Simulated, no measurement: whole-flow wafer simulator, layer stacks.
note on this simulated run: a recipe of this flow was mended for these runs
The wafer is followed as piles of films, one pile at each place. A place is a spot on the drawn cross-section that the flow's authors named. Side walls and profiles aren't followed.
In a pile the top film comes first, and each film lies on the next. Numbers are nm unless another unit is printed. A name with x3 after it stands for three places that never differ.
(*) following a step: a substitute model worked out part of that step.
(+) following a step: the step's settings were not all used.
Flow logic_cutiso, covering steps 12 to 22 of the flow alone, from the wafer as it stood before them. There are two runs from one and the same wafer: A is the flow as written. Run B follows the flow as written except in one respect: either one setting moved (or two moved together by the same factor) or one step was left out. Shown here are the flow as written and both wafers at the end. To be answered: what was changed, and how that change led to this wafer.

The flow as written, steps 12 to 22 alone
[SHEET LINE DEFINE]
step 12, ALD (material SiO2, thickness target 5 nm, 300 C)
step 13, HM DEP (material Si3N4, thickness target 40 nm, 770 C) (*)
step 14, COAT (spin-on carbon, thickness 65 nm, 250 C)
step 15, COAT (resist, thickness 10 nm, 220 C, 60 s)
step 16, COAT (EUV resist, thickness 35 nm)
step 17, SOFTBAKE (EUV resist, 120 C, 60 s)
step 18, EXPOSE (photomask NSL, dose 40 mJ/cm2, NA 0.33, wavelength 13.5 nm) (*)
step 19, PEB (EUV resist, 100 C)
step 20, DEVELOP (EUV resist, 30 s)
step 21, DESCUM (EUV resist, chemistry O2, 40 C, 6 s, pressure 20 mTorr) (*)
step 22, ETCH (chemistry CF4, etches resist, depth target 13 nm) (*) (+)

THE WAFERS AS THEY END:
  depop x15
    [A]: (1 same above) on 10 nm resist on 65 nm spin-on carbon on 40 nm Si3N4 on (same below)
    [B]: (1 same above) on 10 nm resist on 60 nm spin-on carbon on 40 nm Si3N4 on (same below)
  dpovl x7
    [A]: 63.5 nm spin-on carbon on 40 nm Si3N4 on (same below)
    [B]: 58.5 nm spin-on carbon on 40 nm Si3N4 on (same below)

What caused this: step 14, COAT: thickness 60 nm was run, though the flow has thickness 65 nm.
The wafer lets one read it off: depop x15 has spin-on carbon 60, and step 14 as written asks for 65 nm.

Step by step, how the change led to this:
  step 14, COAT (spin-on carbon, thickness 65 nm, 250 C)
      depop x15, dpovl x7: A +65 spin-on carbon (new film) | B +60 spin-on carbon (new film)
